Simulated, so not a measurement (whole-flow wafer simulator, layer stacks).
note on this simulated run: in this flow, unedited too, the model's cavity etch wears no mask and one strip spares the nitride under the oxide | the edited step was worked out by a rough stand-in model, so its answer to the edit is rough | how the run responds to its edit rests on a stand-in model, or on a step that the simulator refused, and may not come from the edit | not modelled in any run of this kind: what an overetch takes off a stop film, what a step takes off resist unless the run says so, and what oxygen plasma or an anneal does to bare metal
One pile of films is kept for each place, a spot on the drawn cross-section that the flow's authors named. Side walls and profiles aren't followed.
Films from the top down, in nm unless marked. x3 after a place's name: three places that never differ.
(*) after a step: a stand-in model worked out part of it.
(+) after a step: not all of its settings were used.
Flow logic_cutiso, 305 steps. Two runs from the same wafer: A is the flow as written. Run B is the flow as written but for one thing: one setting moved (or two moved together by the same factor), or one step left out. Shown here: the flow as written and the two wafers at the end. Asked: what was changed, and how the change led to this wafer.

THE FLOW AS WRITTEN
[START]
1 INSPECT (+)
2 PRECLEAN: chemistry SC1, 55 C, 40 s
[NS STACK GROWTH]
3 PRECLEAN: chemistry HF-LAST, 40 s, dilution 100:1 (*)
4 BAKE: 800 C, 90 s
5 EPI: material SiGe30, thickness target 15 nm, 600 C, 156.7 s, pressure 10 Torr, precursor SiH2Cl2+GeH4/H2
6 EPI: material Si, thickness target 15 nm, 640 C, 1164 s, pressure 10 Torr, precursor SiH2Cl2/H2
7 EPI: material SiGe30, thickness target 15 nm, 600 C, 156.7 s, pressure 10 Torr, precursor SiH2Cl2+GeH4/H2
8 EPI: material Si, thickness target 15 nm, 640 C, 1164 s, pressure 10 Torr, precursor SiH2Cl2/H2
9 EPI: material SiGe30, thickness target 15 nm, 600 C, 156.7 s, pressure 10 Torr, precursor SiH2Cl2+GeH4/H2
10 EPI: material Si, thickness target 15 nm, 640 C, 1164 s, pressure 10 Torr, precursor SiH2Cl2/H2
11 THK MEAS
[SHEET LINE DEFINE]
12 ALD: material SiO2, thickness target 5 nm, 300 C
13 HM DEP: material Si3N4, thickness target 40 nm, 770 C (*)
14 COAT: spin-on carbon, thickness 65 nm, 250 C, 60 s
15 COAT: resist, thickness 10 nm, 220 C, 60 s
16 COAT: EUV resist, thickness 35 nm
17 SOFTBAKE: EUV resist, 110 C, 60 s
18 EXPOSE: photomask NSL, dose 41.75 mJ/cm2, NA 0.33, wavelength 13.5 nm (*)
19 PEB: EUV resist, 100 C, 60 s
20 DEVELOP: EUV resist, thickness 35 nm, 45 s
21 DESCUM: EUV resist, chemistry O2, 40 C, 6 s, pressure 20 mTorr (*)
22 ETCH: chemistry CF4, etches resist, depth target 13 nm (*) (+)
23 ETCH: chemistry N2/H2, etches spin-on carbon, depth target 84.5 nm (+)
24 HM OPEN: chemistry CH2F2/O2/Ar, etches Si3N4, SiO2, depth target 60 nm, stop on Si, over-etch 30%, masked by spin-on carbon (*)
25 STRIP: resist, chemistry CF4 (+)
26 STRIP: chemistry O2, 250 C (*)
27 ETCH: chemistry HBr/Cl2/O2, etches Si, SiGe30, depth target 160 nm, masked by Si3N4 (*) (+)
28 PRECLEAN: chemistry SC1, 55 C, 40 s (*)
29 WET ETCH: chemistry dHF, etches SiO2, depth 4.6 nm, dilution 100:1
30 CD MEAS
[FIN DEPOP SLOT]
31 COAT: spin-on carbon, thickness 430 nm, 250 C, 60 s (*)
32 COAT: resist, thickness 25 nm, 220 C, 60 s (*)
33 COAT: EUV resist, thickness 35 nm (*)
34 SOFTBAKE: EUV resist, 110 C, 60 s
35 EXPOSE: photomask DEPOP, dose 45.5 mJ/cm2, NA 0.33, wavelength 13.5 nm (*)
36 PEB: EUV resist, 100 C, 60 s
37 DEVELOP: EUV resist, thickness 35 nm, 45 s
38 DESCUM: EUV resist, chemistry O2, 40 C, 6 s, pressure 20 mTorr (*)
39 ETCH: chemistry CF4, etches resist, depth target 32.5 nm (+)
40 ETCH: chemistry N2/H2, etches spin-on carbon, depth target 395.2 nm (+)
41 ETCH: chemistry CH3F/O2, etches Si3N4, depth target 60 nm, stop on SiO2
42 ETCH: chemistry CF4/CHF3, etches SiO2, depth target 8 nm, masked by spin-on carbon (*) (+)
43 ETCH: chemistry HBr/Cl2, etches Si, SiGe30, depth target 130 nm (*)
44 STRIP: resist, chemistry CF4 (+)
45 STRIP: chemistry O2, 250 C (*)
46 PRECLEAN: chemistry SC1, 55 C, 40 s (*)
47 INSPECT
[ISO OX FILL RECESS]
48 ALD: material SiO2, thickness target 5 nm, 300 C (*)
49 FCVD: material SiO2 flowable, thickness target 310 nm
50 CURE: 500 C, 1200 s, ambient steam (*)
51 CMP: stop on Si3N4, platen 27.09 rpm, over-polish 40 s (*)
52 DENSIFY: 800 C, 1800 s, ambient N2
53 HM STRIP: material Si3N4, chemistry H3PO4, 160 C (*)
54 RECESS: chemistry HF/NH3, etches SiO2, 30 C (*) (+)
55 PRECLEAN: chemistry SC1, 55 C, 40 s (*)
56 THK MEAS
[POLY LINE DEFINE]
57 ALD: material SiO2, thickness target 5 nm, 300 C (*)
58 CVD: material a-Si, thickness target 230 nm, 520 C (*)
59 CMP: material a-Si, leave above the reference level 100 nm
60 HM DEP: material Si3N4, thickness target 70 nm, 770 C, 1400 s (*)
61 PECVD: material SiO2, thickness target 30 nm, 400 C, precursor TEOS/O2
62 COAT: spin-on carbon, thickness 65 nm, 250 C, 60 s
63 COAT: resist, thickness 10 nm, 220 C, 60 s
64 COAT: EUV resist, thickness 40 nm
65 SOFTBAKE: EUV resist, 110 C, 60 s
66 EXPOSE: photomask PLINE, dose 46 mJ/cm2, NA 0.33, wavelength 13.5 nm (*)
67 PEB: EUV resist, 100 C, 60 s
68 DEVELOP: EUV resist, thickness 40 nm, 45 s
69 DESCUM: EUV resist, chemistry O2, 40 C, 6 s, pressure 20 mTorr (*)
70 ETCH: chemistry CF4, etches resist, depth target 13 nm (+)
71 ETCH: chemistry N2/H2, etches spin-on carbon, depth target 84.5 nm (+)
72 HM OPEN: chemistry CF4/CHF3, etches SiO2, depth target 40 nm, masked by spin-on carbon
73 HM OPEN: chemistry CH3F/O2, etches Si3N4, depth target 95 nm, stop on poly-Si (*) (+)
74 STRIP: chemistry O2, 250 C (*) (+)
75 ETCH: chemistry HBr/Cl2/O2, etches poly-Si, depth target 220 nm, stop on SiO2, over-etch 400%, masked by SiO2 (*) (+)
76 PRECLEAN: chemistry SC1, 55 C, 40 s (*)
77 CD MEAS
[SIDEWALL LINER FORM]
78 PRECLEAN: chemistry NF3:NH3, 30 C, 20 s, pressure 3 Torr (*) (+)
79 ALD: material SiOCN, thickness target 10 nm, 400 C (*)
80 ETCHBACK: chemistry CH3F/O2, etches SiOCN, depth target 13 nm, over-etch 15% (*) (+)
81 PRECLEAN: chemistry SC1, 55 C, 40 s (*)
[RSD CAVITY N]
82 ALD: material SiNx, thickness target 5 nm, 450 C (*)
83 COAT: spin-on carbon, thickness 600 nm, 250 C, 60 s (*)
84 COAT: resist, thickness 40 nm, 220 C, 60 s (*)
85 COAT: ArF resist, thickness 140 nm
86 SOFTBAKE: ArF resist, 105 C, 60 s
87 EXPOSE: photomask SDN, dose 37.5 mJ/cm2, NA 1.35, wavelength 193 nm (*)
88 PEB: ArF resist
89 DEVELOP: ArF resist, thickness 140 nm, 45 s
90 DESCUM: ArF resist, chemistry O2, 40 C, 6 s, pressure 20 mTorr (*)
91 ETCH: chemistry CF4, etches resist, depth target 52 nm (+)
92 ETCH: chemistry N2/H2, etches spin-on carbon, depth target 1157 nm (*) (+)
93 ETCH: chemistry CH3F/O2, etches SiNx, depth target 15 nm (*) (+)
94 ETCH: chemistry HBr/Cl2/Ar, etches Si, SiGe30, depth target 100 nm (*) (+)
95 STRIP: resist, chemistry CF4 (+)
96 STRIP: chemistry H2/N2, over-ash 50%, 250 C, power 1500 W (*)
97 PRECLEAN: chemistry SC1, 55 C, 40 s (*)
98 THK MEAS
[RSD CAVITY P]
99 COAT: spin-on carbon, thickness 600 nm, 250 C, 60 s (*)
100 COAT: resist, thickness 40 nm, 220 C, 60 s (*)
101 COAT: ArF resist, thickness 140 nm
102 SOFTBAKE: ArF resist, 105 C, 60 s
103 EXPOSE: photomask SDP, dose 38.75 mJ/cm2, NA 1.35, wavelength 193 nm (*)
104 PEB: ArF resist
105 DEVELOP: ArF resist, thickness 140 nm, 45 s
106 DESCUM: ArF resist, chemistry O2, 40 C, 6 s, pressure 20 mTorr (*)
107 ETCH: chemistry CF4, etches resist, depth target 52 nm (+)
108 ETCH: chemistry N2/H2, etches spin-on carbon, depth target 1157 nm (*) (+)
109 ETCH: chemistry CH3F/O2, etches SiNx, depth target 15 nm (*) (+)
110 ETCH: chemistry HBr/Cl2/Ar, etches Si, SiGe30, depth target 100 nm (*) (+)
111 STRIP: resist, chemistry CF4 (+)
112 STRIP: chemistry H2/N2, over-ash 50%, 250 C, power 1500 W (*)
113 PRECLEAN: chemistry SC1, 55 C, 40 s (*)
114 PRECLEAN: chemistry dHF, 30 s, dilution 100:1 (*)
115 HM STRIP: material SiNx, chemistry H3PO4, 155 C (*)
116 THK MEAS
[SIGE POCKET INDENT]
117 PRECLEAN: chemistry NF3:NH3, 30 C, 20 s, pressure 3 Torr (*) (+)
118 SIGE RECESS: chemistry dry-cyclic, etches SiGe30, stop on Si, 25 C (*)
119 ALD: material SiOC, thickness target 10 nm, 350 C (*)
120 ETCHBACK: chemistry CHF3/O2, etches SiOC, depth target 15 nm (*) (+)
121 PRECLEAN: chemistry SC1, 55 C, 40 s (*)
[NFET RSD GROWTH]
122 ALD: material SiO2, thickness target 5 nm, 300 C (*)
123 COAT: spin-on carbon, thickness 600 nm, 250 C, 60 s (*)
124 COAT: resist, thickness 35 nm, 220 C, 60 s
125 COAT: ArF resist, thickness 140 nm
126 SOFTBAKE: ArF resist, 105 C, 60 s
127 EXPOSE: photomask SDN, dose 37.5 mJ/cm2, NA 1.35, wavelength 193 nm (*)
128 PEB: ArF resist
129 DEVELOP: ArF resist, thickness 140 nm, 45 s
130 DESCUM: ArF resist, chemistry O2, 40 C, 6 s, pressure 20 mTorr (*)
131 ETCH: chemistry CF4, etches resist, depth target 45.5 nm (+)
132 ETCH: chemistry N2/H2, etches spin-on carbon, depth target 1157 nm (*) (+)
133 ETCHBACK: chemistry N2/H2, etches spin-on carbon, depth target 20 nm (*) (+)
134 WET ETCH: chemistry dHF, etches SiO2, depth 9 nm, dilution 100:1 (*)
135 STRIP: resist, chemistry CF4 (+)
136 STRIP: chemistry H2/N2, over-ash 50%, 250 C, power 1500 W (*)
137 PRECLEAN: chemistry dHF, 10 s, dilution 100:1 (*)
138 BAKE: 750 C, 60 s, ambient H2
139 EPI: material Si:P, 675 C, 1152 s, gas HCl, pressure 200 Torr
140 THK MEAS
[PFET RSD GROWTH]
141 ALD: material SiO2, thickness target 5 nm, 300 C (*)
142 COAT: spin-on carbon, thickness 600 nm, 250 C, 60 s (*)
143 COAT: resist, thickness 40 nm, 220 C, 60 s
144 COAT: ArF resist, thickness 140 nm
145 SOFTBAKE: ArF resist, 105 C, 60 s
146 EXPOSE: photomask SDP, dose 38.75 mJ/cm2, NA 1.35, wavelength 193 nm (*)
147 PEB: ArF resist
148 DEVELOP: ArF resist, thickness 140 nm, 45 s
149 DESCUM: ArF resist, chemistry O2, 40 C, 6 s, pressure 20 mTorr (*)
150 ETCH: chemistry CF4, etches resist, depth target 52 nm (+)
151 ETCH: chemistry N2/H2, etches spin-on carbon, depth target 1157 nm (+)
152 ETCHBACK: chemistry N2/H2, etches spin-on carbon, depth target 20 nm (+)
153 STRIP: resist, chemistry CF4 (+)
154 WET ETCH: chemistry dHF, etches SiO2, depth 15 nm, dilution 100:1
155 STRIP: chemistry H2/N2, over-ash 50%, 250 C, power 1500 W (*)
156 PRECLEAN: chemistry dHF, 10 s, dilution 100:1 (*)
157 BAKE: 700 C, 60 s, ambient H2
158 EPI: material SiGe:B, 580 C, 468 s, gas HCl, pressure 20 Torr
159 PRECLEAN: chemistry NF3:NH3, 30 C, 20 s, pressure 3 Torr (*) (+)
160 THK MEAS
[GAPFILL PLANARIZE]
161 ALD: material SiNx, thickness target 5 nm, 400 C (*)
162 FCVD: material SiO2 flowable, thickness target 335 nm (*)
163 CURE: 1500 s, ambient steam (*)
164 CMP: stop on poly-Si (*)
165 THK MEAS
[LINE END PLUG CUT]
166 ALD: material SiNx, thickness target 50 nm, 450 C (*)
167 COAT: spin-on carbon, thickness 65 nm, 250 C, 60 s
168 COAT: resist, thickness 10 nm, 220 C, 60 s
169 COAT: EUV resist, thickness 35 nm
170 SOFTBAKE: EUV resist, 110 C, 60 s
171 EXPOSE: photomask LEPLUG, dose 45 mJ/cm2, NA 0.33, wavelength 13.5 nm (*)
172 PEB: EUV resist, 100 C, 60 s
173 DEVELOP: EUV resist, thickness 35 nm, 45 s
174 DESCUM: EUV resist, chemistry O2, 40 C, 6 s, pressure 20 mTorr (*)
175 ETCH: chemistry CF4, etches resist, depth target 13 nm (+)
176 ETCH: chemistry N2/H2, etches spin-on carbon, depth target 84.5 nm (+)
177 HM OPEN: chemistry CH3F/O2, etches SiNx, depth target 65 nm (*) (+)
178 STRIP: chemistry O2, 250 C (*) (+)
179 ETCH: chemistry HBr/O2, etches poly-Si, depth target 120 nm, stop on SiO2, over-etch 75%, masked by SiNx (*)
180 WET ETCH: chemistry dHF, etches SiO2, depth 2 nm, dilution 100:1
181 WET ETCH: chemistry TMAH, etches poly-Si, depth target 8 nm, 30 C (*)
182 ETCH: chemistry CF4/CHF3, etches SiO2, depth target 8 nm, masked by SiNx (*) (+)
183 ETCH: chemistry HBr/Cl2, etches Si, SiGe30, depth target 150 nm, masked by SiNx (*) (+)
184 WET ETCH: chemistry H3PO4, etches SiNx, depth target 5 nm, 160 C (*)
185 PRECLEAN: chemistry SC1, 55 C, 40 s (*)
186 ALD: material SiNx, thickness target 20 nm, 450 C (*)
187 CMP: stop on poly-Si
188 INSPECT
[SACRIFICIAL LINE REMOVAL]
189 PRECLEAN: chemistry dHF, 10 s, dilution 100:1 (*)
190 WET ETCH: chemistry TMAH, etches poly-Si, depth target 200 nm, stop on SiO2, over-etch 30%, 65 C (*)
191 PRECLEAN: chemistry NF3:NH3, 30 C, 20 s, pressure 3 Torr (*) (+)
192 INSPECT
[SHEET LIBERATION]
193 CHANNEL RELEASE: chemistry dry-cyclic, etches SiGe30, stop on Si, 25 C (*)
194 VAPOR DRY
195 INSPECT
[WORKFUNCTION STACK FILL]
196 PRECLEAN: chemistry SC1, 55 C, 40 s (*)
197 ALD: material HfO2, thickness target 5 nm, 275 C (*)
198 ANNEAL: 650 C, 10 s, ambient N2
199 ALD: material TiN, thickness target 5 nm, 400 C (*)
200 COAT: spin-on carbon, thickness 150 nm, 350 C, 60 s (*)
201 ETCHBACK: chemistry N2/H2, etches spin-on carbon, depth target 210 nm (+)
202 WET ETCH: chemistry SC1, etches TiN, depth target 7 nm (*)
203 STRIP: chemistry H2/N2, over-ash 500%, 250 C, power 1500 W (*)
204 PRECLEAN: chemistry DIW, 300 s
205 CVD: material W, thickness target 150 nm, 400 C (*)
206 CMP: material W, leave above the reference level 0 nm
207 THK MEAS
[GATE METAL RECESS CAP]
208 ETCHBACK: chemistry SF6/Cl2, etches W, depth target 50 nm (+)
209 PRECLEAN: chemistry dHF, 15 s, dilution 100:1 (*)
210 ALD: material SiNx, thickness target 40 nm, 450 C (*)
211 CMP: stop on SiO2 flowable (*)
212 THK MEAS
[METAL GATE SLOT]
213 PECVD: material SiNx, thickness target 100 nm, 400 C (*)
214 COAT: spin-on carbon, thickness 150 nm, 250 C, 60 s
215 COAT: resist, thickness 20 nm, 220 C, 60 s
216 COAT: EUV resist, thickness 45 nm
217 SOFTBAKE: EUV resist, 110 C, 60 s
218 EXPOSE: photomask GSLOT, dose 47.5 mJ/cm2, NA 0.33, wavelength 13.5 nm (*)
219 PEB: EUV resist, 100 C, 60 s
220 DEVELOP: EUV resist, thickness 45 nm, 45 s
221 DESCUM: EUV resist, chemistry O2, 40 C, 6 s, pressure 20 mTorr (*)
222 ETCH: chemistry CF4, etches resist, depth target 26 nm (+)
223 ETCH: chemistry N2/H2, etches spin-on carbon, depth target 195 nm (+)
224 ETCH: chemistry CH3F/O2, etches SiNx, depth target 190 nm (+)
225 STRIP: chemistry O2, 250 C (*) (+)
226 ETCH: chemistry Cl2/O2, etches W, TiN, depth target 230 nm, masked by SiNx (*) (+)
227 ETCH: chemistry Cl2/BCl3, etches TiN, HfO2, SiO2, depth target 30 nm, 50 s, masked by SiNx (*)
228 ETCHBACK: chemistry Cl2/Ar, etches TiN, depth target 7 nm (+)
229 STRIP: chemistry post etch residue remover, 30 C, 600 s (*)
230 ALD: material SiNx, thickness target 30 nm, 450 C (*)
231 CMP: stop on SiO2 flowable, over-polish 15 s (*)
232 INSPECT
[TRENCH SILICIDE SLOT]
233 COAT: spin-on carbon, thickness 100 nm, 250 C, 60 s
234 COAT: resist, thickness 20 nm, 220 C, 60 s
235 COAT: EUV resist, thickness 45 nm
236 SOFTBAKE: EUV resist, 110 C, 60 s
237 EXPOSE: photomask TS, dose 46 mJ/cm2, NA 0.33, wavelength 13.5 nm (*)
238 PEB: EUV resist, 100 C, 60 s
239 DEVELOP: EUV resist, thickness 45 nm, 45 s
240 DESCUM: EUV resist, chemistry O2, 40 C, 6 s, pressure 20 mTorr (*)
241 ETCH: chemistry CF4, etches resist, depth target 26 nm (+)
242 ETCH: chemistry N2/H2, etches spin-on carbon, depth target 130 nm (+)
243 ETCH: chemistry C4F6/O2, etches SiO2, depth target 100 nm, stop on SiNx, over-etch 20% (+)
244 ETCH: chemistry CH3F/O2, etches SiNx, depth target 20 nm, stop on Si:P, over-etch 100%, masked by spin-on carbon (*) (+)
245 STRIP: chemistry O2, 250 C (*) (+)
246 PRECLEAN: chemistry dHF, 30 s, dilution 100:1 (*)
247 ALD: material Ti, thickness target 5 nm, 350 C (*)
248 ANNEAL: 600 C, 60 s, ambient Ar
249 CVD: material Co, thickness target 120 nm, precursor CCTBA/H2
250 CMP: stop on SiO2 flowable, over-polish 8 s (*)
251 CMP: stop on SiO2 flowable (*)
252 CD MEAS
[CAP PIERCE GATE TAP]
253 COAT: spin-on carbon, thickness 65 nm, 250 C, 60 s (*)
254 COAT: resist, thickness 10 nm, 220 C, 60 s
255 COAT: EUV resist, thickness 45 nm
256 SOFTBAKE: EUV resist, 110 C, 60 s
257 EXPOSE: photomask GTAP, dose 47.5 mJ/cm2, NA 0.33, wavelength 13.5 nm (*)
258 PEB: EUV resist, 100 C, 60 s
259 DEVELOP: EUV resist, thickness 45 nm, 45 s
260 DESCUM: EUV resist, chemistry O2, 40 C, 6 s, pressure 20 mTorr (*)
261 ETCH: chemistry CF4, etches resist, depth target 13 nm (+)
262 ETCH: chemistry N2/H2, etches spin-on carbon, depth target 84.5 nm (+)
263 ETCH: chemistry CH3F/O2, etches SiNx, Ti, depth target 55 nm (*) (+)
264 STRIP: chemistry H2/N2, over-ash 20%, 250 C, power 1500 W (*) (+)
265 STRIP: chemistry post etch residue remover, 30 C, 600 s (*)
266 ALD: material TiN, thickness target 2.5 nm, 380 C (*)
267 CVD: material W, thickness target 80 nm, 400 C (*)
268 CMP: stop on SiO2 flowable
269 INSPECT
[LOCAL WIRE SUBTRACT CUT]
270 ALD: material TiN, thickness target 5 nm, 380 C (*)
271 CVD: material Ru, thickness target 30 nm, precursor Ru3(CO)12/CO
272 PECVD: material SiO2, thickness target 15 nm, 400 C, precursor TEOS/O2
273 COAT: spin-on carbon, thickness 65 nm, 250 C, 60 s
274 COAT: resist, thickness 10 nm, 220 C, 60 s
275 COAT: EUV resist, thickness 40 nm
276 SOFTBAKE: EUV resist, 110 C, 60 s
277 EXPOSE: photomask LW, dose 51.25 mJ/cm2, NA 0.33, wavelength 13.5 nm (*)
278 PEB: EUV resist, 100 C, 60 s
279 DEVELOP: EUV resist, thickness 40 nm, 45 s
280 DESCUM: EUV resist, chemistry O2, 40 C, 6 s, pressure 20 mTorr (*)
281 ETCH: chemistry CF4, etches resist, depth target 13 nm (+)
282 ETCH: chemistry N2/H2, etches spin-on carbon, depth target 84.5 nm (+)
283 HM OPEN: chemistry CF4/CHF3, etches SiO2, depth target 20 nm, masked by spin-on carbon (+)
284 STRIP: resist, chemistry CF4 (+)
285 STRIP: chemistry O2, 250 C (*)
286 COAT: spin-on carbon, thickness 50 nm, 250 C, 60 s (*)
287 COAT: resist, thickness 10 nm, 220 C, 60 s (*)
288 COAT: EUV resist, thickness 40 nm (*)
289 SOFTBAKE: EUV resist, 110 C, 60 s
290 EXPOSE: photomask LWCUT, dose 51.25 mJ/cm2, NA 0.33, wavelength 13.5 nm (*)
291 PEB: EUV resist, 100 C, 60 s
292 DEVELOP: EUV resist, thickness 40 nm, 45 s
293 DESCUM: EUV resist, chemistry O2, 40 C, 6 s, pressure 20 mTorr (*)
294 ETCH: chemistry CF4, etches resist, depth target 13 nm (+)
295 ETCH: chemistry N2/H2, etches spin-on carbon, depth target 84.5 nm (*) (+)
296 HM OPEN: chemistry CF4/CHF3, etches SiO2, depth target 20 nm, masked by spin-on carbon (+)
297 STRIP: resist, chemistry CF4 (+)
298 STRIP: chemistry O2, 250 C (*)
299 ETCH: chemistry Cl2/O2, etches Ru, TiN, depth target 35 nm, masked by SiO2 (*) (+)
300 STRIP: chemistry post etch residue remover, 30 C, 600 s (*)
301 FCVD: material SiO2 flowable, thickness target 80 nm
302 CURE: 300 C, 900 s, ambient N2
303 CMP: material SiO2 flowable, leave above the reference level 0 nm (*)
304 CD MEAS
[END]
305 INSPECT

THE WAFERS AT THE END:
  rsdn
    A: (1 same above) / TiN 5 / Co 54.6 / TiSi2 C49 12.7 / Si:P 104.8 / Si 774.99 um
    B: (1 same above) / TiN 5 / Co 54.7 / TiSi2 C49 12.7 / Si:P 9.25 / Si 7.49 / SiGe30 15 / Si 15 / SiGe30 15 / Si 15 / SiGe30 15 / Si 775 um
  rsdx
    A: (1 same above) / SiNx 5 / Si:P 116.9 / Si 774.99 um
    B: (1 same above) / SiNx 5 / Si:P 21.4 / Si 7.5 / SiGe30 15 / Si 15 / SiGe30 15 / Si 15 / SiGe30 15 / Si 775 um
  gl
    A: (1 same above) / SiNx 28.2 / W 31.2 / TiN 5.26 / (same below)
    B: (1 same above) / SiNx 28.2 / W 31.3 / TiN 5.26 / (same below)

The cause: step 92, ETCH: depth target 578.5 nm was run, where the flow has depth target 1157 nm.

How the change led to this, step by step:
  92 ETCH: chemistry N2/H2, etches spin-on carbon, depth target 1157 nm (*) (+)
      rsdn, rsdx: A spin-on carbon -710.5 (all of it), SiNx -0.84 | B spin-on carbon -578.5
      depop, dpovl, gfld and 12 more: A ArF resist -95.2 (all of it), resist -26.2 | B ArF resist -95.2 (all of it), resist -18.7
      (and at 5 more places)
  93 ETCH: chemistry CH3F/O2, etches SiNx, depth target 15 nm (*) (+)
      rsdn, rsdx: A SiNx -4.16 (all of it) | B spin-on carbon -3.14
      gl, gxn, tap: A SiNx -2.12 (all of it), SiO2 -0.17 | B SiNx -4.39 (all of it), SiO2 -0.18
      (and at 2 more places)
  94 ETCH: chemistry HBr/Cl2/Ar, etches Si, SiGe30, depth target 100 nm (*) (+)
      rsdn, rsdx: A chemical SiO2 -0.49 (all of it), Si -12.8 (all of it), SiGe30 -15 (all of it), Si -15 (all of it), SiGe30 -15 (all of it), Si -15 (all of it), SiGe30 -15 (all of it), Si -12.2 | B nothing
  95 STRIP: resist, chemistry CF4 (+)
      gl, gxn, tap: A nothing | B SiO2 -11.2
      lnr: A nothing | B SiOCN -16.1
      (and at 16 more places)
  96 STRIP: chemistry H2/N2, over-ash 50%, 250 C, power 1500 W (*)
      rsdn, rsdx: A nothing | B spin-on carbon -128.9 (all of it)
  99 COAT: spin-on carbon, thickness 600 nm, 250 C, 60 s (*)
      gl, gxn: A spin-on carbon +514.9 (new film) | B spin-on carbon +540.6 (new film)
      rsdn, rsdx: A spin-on carbon +802.8 (new film) | B spin-on carbon +712 (new film)
      (and at 12 more places)
  108 ETCH: chemistry N2/H2, etches spin-on carbon, depth target 1157 nm (*) (+)
      depop, dpovl, gfld and 14 more: A ArF resist -95.2 (all of it), resist -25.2 | B ArF resist -95.2 (all of it), resist -25.9
      glp, gxp: A spin-on carbon -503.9 (all of it), SiNx -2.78 | B spin-on carbon -518.2 (all of it), SiNx -2.85
      (and at 3 more places)
  111 STRIP: resist, chemistry CF4 (+)
      depop, dpovl, isow, ns, nsgap, plug, tap: A resist -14 (all of it) | B resist -13.2 (all of it)
      gxf, gxn, lnr, rsdx: A resist -14.1 (all of it) | B resist -13.3 (all of it)
      (and at 6 more places)
  112 STRIP: chemistry H2/N2, over-ash 50%, 250 C, power 1500 W (*)
      gl, gxn: A spin-on carbon -514.9 (all of it) | B spin-on carbon -540.6 (all of it)
      rsdn, rsdx: A spin-on carbon -802.8 (all of it) | B spin-on carbon -712 (all of it)
      (and at 7 more places)
  114 PRECLEAN: chemistry dHF, 30 s, dilution 100:1 (*)
      gl, gxn, tap: A SiO2 -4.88 | B SiO2 -0.33 (all of it), Si3N4 -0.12
      rsdn, rsdx: A chemical SiO2 -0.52 (all of it) | B SiNx -1
  115 HM STRIP: material SiNx, chemistry H3PO4, 155 C (*)
      gl, gxn, tap: A SiO2 -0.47 | B Si3N4 -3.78
      rsdn, rsdx: A chemical SiO2 +0.5 (new film), Si -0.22 | B SiNx -3.99 (all of it), chemical SiO2 +0.01
  117 PRECLEAN: chemistry NF3:NH3, 30 C, 20 s, pressure 3 Torr (*) (+)
      gl, gxn, tap: A SiO2 -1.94 | B Si3N4 -0.2
  119 ALD: material SiOC, thickness target 10 nm, 350 C (*)
      gxn: A SiOC +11 (new film) | B SiOC +10 (new film)
  120 ETCHBACK: chemistry CHF3/O2, etches SiOC, depth target 15 nm (*) (+)
      gl, tap: A SiOC -10 (all of it), SiO2 -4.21 (all of it), Si3N4 -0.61 | B SiOC -10 (all of it), Si3N4 -3.85
      rsdn, rsdx: A SiOC -10 (all of it) | B SiOC -10 (all of it), Si -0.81
      (and at 1 more place)
  122 ALD: material SiO2, thickness target 5 nm, 300 C (*)
      gxn: A SiO2 +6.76 (new film) | B SiO2 +5 (new film)
  123 COAT: spin-on carbon, thickness 600 nm, 250 C, 60 s (*)
      gl, tap: A spin-on carbon +507 (new film) | B spin-on carbon +524.8 (new film)
      rsdn, rsdx: A spin-on carbon +783.3 (new film) | B spin-on carbon +693.7 (new film)
      (and at 3 more places)
  ... 10 more steps ...
  164 CMP: stop on poly-Si (*)
      gxn: A SiO2 flowable -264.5 (all of it), SiNx -5 (all of it), SiO2 -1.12 (all of it), Si3N4 -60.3 (all of it) | B SiO2 flowable -274.2 (all of it), SiNx -5 (all of it), Si3N4 -49.2 (all of it)
      gl, tap: A SiO2 flowable -270.7 (all of it), SiNx -5 (all of it), Si3N4 -55.3 (all of it) | B SiO2 flowable -274.2 (all of it), SiNx -5 (all of it), Si3N4 -49.2 (all of it)
      (and at 2 more places)
